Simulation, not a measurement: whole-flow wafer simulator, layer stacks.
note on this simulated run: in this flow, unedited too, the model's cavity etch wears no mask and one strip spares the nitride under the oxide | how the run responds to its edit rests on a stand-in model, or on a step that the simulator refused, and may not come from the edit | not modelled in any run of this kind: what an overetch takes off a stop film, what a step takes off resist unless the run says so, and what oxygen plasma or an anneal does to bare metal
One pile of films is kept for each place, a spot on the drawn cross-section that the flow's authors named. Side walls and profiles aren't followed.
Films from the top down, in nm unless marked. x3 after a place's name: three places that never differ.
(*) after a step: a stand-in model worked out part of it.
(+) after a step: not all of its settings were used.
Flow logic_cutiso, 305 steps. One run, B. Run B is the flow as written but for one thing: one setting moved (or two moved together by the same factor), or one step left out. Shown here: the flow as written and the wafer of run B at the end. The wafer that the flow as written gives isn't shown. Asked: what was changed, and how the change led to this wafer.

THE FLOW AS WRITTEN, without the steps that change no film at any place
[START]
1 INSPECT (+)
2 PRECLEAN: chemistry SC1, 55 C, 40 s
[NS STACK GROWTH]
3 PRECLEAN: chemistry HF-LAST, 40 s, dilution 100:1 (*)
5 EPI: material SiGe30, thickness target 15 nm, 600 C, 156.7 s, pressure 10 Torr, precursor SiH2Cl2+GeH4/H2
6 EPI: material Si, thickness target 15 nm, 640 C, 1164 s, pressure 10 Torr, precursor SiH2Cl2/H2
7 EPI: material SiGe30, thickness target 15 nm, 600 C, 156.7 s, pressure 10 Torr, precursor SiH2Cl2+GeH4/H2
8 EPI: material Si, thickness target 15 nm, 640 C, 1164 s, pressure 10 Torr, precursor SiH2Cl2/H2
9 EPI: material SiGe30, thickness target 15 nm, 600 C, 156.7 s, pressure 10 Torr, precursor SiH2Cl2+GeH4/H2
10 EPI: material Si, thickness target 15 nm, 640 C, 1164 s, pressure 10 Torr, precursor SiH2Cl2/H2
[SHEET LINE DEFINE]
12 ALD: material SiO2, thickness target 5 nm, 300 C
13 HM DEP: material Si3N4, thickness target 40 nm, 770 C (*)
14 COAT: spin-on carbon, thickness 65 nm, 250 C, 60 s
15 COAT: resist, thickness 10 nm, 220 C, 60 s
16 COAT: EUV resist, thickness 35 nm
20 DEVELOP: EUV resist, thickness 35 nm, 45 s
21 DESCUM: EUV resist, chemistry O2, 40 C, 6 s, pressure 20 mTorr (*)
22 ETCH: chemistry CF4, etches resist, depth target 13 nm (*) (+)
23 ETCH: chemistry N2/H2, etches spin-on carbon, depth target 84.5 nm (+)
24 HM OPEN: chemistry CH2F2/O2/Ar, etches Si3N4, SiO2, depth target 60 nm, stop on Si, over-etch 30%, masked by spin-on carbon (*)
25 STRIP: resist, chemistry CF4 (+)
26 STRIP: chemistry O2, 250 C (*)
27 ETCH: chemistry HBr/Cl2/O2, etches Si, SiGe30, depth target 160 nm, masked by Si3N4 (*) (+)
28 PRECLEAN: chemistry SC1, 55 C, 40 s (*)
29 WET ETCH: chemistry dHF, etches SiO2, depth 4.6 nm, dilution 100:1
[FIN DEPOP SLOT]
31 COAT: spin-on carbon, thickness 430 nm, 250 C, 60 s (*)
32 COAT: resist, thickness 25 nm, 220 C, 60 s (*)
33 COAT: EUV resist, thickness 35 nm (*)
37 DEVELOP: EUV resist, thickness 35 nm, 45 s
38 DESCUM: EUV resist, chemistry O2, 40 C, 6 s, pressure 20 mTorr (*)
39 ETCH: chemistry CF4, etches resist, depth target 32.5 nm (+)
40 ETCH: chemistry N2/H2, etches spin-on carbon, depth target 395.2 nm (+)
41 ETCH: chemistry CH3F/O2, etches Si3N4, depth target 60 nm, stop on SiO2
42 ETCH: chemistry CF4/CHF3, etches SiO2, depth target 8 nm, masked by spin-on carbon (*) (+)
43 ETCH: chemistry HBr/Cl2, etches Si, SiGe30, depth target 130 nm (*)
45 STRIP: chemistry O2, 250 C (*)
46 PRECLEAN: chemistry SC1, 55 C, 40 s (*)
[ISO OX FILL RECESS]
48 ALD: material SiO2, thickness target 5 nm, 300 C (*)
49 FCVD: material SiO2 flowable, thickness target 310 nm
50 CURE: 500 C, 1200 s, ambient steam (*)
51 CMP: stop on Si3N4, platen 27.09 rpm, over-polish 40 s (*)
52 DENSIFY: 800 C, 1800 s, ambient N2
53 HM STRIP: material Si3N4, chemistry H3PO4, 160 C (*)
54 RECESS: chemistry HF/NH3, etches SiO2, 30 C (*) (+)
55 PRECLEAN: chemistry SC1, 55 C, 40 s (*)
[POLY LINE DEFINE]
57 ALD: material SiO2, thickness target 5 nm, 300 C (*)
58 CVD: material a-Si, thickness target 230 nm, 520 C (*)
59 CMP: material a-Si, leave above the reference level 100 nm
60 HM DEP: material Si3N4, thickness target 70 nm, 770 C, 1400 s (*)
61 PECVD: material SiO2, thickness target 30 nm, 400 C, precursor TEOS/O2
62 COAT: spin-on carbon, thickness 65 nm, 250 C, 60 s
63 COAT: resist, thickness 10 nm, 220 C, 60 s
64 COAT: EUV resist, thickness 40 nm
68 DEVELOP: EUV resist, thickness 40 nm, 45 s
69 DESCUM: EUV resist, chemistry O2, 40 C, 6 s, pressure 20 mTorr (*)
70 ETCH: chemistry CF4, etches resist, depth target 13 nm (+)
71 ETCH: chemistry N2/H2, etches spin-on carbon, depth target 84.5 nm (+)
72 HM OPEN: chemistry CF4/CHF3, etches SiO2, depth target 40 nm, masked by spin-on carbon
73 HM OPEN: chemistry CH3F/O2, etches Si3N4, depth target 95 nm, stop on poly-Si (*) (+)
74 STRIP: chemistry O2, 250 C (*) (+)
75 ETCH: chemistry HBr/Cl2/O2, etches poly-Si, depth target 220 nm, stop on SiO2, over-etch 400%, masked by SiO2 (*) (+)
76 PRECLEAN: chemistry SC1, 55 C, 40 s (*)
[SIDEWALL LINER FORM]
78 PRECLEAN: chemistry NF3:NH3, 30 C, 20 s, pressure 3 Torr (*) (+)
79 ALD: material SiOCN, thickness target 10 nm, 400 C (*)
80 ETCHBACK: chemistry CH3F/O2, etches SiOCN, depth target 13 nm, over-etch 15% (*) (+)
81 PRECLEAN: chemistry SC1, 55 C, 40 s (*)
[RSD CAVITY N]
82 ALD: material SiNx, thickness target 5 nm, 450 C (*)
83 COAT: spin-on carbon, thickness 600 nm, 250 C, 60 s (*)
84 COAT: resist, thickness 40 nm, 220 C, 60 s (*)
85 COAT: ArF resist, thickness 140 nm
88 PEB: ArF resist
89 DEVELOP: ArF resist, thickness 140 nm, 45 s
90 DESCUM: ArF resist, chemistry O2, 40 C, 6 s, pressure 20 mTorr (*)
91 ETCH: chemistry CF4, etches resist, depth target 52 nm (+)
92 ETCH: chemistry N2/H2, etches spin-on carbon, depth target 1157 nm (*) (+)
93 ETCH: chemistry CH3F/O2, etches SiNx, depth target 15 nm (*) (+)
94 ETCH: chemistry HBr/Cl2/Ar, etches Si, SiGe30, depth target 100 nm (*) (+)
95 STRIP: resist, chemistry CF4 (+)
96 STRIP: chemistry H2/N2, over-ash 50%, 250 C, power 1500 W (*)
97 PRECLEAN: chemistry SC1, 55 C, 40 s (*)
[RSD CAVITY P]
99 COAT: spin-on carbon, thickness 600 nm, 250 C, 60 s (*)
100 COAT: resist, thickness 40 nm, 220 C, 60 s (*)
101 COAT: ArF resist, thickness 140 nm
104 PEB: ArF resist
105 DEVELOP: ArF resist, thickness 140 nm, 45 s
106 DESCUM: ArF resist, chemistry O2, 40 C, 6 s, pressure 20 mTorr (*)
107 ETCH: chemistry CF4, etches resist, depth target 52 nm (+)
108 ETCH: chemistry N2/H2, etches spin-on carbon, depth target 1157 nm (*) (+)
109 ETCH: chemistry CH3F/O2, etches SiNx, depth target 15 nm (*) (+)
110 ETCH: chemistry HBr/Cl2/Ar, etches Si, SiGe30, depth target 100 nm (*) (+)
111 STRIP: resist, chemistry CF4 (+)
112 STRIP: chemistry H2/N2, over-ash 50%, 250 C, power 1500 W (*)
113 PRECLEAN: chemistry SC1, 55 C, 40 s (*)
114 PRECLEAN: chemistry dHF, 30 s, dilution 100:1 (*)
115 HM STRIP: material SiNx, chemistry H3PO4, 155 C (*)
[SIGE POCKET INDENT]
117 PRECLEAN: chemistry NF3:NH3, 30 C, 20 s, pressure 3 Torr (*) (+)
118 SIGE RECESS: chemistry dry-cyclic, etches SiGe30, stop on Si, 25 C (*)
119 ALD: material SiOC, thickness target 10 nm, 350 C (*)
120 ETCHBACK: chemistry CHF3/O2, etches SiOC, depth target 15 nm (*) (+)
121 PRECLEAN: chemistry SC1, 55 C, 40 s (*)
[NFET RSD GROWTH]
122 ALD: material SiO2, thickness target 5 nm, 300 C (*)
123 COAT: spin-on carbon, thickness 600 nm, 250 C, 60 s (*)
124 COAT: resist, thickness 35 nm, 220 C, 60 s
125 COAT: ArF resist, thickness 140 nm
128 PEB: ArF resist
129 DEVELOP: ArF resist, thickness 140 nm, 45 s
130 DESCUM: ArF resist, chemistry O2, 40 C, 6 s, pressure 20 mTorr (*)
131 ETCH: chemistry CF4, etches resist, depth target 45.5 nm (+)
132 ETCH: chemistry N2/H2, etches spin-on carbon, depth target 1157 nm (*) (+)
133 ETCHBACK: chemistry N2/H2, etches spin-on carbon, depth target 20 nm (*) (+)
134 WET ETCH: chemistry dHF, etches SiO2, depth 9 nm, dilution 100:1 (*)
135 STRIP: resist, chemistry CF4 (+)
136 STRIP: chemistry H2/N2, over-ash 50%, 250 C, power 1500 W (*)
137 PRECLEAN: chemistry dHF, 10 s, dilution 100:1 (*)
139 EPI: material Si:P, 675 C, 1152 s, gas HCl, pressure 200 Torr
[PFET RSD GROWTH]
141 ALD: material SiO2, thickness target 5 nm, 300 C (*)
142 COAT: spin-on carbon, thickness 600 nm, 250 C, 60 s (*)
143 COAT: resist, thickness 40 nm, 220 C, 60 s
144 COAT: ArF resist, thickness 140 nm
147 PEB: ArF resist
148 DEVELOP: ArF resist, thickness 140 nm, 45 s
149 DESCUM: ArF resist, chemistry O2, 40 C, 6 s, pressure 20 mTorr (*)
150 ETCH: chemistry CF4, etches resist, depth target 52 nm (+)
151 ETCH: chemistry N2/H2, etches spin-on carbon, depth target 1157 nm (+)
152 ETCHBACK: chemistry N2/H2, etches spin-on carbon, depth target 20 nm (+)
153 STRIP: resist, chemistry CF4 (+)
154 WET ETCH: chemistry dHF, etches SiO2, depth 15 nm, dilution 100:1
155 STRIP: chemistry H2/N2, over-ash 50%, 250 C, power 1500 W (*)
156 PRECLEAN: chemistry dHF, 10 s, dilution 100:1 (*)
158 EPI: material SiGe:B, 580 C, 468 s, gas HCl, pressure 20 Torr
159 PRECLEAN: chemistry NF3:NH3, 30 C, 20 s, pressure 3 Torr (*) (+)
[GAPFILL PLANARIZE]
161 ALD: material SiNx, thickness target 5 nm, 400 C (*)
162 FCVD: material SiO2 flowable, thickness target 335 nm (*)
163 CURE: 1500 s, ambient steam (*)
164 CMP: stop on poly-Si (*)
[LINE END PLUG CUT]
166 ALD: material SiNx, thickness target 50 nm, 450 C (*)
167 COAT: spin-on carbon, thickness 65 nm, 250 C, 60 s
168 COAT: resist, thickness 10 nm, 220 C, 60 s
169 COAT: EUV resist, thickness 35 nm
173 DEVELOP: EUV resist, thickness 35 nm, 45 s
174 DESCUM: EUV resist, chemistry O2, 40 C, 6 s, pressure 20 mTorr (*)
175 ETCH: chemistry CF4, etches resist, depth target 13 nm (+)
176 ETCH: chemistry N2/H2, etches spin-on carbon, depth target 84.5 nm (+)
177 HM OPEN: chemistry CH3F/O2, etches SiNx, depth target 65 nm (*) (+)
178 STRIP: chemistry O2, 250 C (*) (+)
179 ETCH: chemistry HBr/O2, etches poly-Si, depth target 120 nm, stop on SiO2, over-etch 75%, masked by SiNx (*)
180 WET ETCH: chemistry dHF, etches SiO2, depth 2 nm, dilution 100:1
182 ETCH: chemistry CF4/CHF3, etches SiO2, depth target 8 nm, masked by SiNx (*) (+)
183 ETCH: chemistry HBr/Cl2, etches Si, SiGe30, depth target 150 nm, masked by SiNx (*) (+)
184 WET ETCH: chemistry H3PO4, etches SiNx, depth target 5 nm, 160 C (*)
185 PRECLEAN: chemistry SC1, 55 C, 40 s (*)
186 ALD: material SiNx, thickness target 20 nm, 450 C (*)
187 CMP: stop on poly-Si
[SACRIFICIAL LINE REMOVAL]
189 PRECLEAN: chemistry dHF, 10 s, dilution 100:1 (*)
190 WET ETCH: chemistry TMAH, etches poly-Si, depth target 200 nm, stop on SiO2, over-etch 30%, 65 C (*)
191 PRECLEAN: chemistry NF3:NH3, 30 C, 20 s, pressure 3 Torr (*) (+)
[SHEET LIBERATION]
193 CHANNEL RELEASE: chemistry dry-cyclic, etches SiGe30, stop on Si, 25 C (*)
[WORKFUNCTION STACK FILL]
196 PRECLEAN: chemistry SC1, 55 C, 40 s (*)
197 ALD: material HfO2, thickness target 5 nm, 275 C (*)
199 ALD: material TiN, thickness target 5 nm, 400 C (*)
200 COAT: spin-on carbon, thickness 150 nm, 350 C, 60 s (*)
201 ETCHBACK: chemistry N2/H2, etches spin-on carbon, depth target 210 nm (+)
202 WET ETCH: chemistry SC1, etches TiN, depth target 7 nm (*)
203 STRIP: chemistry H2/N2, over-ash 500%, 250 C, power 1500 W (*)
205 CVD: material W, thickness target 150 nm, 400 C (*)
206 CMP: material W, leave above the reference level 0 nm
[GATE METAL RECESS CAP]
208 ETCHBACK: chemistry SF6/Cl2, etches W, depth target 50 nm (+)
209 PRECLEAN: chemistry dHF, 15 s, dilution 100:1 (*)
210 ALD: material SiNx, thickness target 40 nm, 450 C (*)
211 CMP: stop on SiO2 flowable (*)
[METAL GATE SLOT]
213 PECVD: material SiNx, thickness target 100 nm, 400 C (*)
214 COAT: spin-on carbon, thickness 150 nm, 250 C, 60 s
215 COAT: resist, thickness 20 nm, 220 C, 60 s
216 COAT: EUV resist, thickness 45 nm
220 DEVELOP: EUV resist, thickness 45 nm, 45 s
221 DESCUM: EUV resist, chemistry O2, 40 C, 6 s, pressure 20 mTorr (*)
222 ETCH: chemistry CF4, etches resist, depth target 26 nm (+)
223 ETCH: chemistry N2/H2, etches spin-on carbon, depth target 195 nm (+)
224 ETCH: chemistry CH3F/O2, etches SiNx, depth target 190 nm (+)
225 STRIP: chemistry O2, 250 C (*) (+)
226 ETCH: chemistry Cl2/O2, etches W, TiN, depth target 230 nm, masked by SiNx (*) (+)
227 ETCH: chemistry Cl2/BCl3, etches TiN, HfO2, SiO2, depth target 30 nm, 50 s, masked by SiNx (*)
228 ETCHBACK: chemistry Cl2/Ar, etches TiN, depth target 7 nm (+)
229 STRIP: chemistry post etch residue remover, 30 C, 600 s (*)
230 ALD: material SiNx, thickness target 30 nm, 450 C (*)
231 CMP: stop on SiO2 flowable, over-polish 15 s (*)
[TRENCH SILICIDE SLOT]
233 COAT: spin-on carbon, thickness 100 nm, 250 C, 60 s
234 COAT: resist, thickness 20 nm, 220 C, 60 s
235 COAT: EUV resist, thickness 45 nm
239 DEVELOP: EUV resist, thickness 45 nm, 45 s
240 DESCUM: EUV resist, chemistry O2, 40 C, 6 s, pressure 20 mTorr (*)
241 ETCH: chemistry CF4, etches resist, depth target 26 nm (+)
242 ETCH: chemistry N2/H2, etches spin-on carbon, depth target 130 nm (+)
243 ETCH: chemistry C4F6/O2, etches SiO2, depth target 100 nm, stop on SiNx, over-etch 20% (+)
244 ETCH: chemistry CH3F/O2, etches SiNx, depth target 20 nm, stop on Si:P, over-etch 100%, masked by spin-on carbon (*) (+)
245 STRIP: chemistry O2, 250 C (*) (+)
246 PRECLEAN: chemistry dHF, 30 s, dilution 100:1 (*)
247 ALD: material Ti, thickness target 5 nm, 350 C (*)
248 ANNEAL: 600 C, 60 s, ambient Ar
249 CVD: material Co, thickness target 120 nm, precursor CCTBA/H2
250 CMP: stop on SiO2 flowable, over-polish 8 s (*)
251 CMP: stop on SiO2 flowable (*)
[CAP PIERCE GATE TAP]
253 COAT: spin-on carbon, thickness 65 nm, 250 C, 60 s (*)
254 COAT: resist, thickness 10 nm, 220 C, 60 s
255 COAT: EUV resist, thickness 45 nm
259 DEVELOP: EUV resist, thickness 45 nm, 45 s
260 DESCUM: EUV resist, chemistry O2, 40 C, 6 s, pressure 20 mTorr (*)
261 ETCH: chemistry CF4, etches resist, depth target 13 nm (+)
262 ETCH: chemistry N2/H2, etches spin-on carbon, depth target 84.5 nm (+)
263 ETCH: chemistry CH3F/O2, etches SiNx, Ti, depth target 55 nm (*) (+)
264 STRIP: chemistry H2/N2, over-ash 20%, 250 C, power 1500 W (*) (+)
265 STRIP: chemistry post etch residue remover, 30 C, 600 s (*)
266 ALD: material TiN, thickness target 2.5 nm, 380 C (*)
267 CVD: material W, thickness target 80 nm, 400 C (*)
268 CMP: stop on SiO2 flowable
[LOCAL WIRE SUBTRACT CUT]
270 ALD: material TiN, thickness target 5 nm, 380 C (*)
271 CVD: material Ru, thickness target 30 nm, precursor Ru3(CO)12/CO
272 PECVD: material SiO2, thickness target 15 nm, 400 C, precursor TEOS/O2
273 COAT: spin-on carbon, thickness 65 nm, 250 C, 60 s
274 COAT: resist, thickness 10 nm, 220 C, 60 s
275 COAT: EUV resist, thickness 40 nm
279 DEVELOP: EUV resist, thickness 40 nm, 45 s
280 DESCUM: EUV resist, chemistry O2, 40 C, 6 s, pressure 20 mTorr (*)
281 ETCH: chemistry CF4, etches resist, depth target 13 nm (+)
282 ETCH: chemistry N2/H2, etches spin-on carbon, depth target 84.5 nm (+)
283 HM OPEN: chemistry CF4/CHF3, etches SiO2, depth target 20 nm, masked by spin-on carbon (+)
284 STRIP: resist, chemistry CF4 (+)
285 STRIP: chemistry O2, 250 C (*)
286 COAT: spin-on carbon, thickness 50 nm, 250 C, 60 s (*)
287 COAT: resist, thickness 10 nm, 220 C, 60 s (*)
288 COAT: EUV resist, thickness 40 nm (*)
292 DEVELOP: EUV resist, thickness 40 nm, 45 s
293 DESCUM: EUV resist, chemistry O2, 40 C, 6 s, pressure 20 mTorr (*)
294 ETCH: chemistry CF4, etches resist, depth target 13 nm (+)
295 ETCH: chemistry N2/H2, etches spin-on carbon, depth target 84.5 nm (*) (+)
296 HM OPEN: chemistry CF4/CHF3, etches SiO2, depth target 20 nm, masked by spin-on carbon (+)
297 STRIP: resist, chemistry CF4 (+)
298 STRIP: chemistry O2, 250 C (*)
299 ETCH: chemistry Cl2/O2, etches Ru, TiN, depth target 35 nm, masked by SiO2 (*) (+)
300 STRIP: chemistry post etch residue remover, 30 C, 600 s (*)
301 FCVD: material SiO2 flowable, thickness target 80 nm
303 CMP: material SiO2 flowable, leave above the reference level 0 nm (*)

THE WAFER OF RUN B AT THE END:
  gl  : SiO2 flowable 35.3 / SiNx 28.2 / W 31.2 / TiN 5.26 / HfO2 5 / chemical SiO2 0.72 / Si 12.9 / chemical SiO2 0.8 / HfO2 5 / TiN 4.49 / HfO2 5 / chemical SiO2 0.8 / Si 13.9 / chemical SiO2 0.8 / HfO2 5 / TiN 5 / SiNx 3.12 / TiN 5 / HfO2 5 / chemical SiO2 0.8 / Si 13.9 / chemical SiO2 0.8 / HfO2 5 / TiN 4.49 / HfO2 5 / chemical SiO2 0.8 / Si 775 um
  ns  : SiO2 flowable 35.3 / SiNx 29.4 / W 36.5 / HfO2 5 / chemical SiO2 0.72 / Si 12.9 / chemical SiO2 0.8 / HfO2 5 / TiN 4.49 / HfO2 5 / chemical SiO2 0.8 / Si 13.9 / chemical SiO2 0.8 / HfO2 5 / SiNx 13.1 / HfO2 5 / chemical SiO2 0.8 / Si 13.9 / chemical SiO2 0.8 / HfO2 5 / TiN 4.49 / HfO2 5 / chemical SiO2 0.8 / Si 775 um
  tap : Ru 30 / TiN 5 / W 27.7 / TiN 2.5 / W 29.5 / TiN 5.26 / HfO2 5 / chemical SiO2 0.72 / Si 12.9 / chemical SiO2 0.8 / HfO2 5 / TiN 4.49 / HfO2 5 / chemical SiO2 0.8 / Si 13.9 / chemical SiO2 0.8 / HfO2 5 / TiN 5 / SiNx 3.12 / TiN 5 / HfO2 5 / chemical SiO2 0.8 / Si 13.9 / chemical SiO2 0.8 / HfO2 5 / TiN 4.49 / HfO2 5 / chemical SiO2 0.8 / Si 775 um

The cause: step 7, EPI: 246.8 s was run, where the flow has 156.7 s.

How the change led to this, step by step:
  7 EPI: material SiGe30, thickness target 15 nm, 600 C, 156.7 s, pressure 10 Torr, precursor SiH2Cl2+GeH4/H2
      depop, dpovl, gfld and 19 more: SiGe30 +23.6 (new film) (as written it would be: SiGe30 +15 (new film))
  27 ETCH: chemistry HBr/Cl2/O2, etches Si, SiGe30, depth target 160 nm, masked by Si3N4 (*) (+)
      gfld, gxf, iso, lnri: chemical SiO2 -0.79 (all of it), Si -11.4 (all of it), SiGe30 -15 (all of it), Si -15 (all of it), SiGe30 -23.6 (all of it), Si -15 (all of it), SiGe30 -15 (all of it), Si -65 (as written it would be: chemical SiO2 -0.79 (all of it), Si -11.4 (all of it), SiGe30 -15 (all of it), Si -15 (all of it), SiGe30 -15 (all of it), Si -15 (all of it), SiGe30 -15 (all of it), Si -73.6)
      dpovl, nsgap: chemical SiO2 -0.79 (all of it), Si -11.8 (all of it), SiGe30 -15 (all of it), Si -15 (all of it), SiGe30 -23.6 (all of it), Si -15 (all of it), SiGe30 -15 (all of it), Si -64.6 (as written it would be: chemical SiO2 -0.79 (all of it), Si -11.8 (all of it), SiGe30 -15 (all of it), Si -15 (all of it), SiGe30 -15 (all of it), Si -15 (all of it), SiGe30 -15 (all of it), Si -73.2)
      (and at 1 more place)
  43 ETCH: chemistry HBr/Cl2, etches Si, SiGe30, depth target 130 nm (*)
      depop: Si -14 (all of it), SiGe30 -15 (all of it), Si -15 (all of it), SiGe30 -23.6 (all of it), Si -15 (all of it), SiGe30 -15 (all of it), Si -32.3 (as written it would be: Si -14 (all of it), SiGe30 -15 (all of it), Si -15 (all of it), SiGe30 -15 (all of it), Si -15 (all of it), SiGe30 -15 (all of it), Si -41)
  94 ETCH: chemistry HBr/Cl2/Ar, etches Si, SiGe30, depth target 100 nm (*) (+)
      rsdn, rsdx: chemical SiO2 -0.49 (all of it), Si -12.8 (all of it), SiGe30 -15 (all of it), Si -15 (all of it), SiGe30 -23.6 (all of it), Si -15 (all of it), SiGe30 -15 (all of it), Si -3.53 (as written it would be: chemical SiO2 -0.49 (all of it), Si -12.8 (all of it), SiGe30 -15 (all of it), Si -15 (all of it), SiGe30 -15 (all of it), Si -15 (all of it), SiGe30 -15 (all of it), Si -12.2)
  110 ETCH: chemistry HBr/Cl2/Ar, etches Si, SiGe30, depth target 100 nm (*) (+)
      rsdp, rsdw: chemical SiO2 -0.49 (all of it), Si -12.8 (all of it), SiGe30 -15 (all of it), Si -15 (all of it), SiGe30 -23.6 (all of it), Si -15 (all of it), SiGe30 -15 (all of it), Si -3.53 (as written it would be: chemical SiO2 -0.49 (all of it), Si -12.8 (all of it), SiGe30 -15 (all of it), Si -15 (all of it), SiGe30 -15 (all of it), Si -15 (all of it), SiGe30 -15 (all of it), Si -12.2)
  118 SIGE RECESS: chemistry dry-cyclic, etches SiGe30, stop on Si, 25 C (*)
      lnr, lnrp, lnrt: SiOCN -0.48, Si -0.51, cavity +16 (new film), SiGe30 -15 (all of it), Si -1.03, cavity +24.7 (new film), SiGe30 -23.6 (all of it), Si -1.03, cavity +16 (new film), SiGe30 -15 (all of it), Si -0.51 (as written it would be: SiOCN -0.48, Si -0.51, cavity +16 (new film), SiGe30 -15 (all of it), Si -1.03, cavity +16 (new film), SiGe30 -15 (all of it), Si -1.03, cavity +16 (new film), SiGe30 -15 (all of it), Si -0.51)
  119 ALD: material SiOC, thickness target 10 nm, 350 C (*)
      lnr, lnrp, lnrt: SiOC +10 (new film), SiOC +16 (new film), cavity -16 (all of it), SiOC +24.7 (new film), cavity -24.7 (all of it), SiOC +16 (new film), cavity -16 (all of it) (as written it would be: SiOC +10 (new film), SiOC +16 (new film), cavity -16 (all of it), SiOC +16 (new film), cavity -16 (all of it), SiOC +16 (new film), cavity -16 (all of it))
  183 ETCH: chemistry HBr/Cl2, etches Si, SiGe30, depth target 150 nm, masked by SiNx (*) (+)
      plug: Si -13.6 (all of it), SiGe30 -15 (all of it), Si -15 (all of it), SiGe30 -23.6 (all of it), Si -15 (all of it), SiGe30 -15 (all of it), Si -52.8 (as written it would be: Si -13.6 (all of it), SiGe30 -15 (all of it), Si -15 (all of it), SiGe30 -15 (all of it), Si -15 (all of it), SiGe30 -15 (all of it), Si -61.4)
  193 CHANNEL RELEASE: chemistry dry-cyclic, etches SiGe30, stop on Si, 25 C (*)
      gl, glp, gxn, gxp, ns, tap: chemical SiO2 +0.8 (new film), Si -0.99, chemical SiO2 +0.8 (new film), cavity +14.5 (new film), chemical SiO2 +0.8 (new film), SiGe30 -15 (all of it), Si -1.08, chemical SiO2 +0.8 (new film), cavity +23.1 (new film), chemical SiO2 +0.8 (new film), SiGe30 -23.6 (all of it), Si -1.08, chemical SiO2 +0.8 (new film), cavity +14.5 (new film), chemical SiO2 +0.8 (new film), SiGe30 -15 (all of it), Si -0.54 (as written it would be: chemical SiO2 +0.8 (new film), Si -0.99, chemical SiO2 +0.8 (new film), cavity +14.5 (new film), chemical SiO2 +0.8 (new film), SiGe30 -15 (all of it), Si -1.08, chemical SiO2 +0.8 (new film), cavity +14.5 (new film), chemical SiO2 +0.8 (new film), SiGe30 -15 (all of it), Si -1.08, chemical SiO2 +0.8 (new film), cavity +14.5 (new film), chemical SiO2 +0.8 (new film), SiGe30 -15 (all of it), Si -0.54)
  199 ALD: material TiN, thickness target 5 nm, 400 C (*)
      gl, glp, tap: TiN +5.26 (new film), TiN +4.49 (new film), cavity -4.49 (all of it), TiN +5 (new film), cavity -10, TiN +5 (new film), TiN +4.49 (new film), cavity -4.49 (all of it) (as written it would be: TiN +5.26 (new film), TiN +4.49 (new film), cavity -4.49 (all of it), TiN +4.49 (new film), cavity -4.49 (all of it), TiN +4.49 (new film), cavity -4.49 (all of it))
      gxn, gxp, ns: TiN +5 (new film), TiN +4.49 (new film), cavity -4.49 (all of it), TiN +5 (new film), cavity -10, TiN +5 (new film), TiN +4.49 (new film), cavity -4.49 (all of it) (as written it would be: TiN +5 (new film), TiN +4.49 (new film), cavity -4.49 (all of it), TiN +4.49 (new film), cavity -4.49 (all of it), TiN +4.49 (new film), cavity -4.49 (all of it))
  202 WET ETCH: chemistry SC1, etches TiN, depth target 7 nm (*)
      ns: TiN -5 (all of it), TiN -5 (all of it), cavity +10, TiN -5 (all of it) (as written it would be: TiN -5 (all of it))
  210 ALD: material SiNx, thickness target 40 nm, 450 C (*)
      gl, glp, gxn, gxp, tap: SiNx +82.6 (new film), SiNx +3.12 (new film), cavity -3.12 (all of it) (as written it would be: SiNx +82.6 (new film))
      ns: SiNx +40 (new film), SiNx +13.1 (new film), cavity -13.1 (all of it) (as written it would be: SiNx +40 (new film))
Counting metal films that touch as one body, gl has 5 bodies (between them, from the top down: HfO2 5 / chemical SiO2 0.72 / Si 12.9 / chemical SiO2 0.8 / HfO2 5; HfO2 5 / chemical SiO2 0.8 / Si 13.9 / chemical SiO2 0.8 / HfO2 5; SiNx 3.12; HfO2 5 / chemical SiO2 0.8 / Si 13.9 / chemical SiO2 0.8 / HfO2 5); the flow as written gives 4 bodies (between them, from the top down: HfO2 5 / chemical SiO2 0.72 / Si 12.9 / chemical SiO2 0.8 / HfO2 5; HfO2 5 / chemical SiO2 0.8 / Si 13.9 / chemical SiO2 0.8 / HfO2 5; HfO2 5 / chemical SiO2 0.8 / Si 13.9 / chemical SiO2 0.8 / HfO2 5).
Counting metal films that touch as one body, ns has 3 bodies (between them, from the top down: HfO2 5 / chemical SiO2 0.72 / Si 12.9 / chemical SiO2 0.8 / HfO2 5; HfO2 5 / chemical SiO2 0.8 / Si 13.9 / chemical SiO2 0.8 / HfO2 5 / SiNx 13.1 / HfO2 5 / chemical SiO2 0.8 / Si 13.9 / chemical SiO2 0.8 / HfO2 5); the flow as written gives 4 bodies (between them, from the top down: HfO2 5 / chemical SiO2 0.72 / Si 12.9 / chemical SiO2 0.8 / HfO2 5; HfO2 5 / chemical SiO2 0.8 / Si 13.9 / chemical SiO2 0.8 / HfO2 5; HfO2 5 / chemical SiO2 0.8 / Si 13.9 / chemical SiO2 0.8 / HfO2 5).
Counting metal films that touch as one body, tap has 5 bodies (between them, from the top down: HfO2 5 / chemical SiO2 0.72 / Si 12.9 / chemical SiO2 0.8 / HfO2 5; HfO2 5 / chemical SiO2 0.8 / Si 13.9 / chemical SiO2 0.8 / HfO2 5; SiNx 3.12; HfO2 5 / chemical SiO2 0.8 / Si 13.9 / chemical SiO2 0.8 / HfO2 5); the flow as written gives 4 bodies (between them, from the top down: HfO2 5 / chemical SiO2 0.72 / Si 12.9 / chemical SiO2 0.8 / HfO2 5; HfO2 5 / chemical SiO2 0.8 / Si 13.9 / chemical SiO2 0.8 / HfO2 5; HfO2 5 / chemical SiO2 0.8 / Si 13.9 / chemical SiO2 0.8 / HfO2 5).
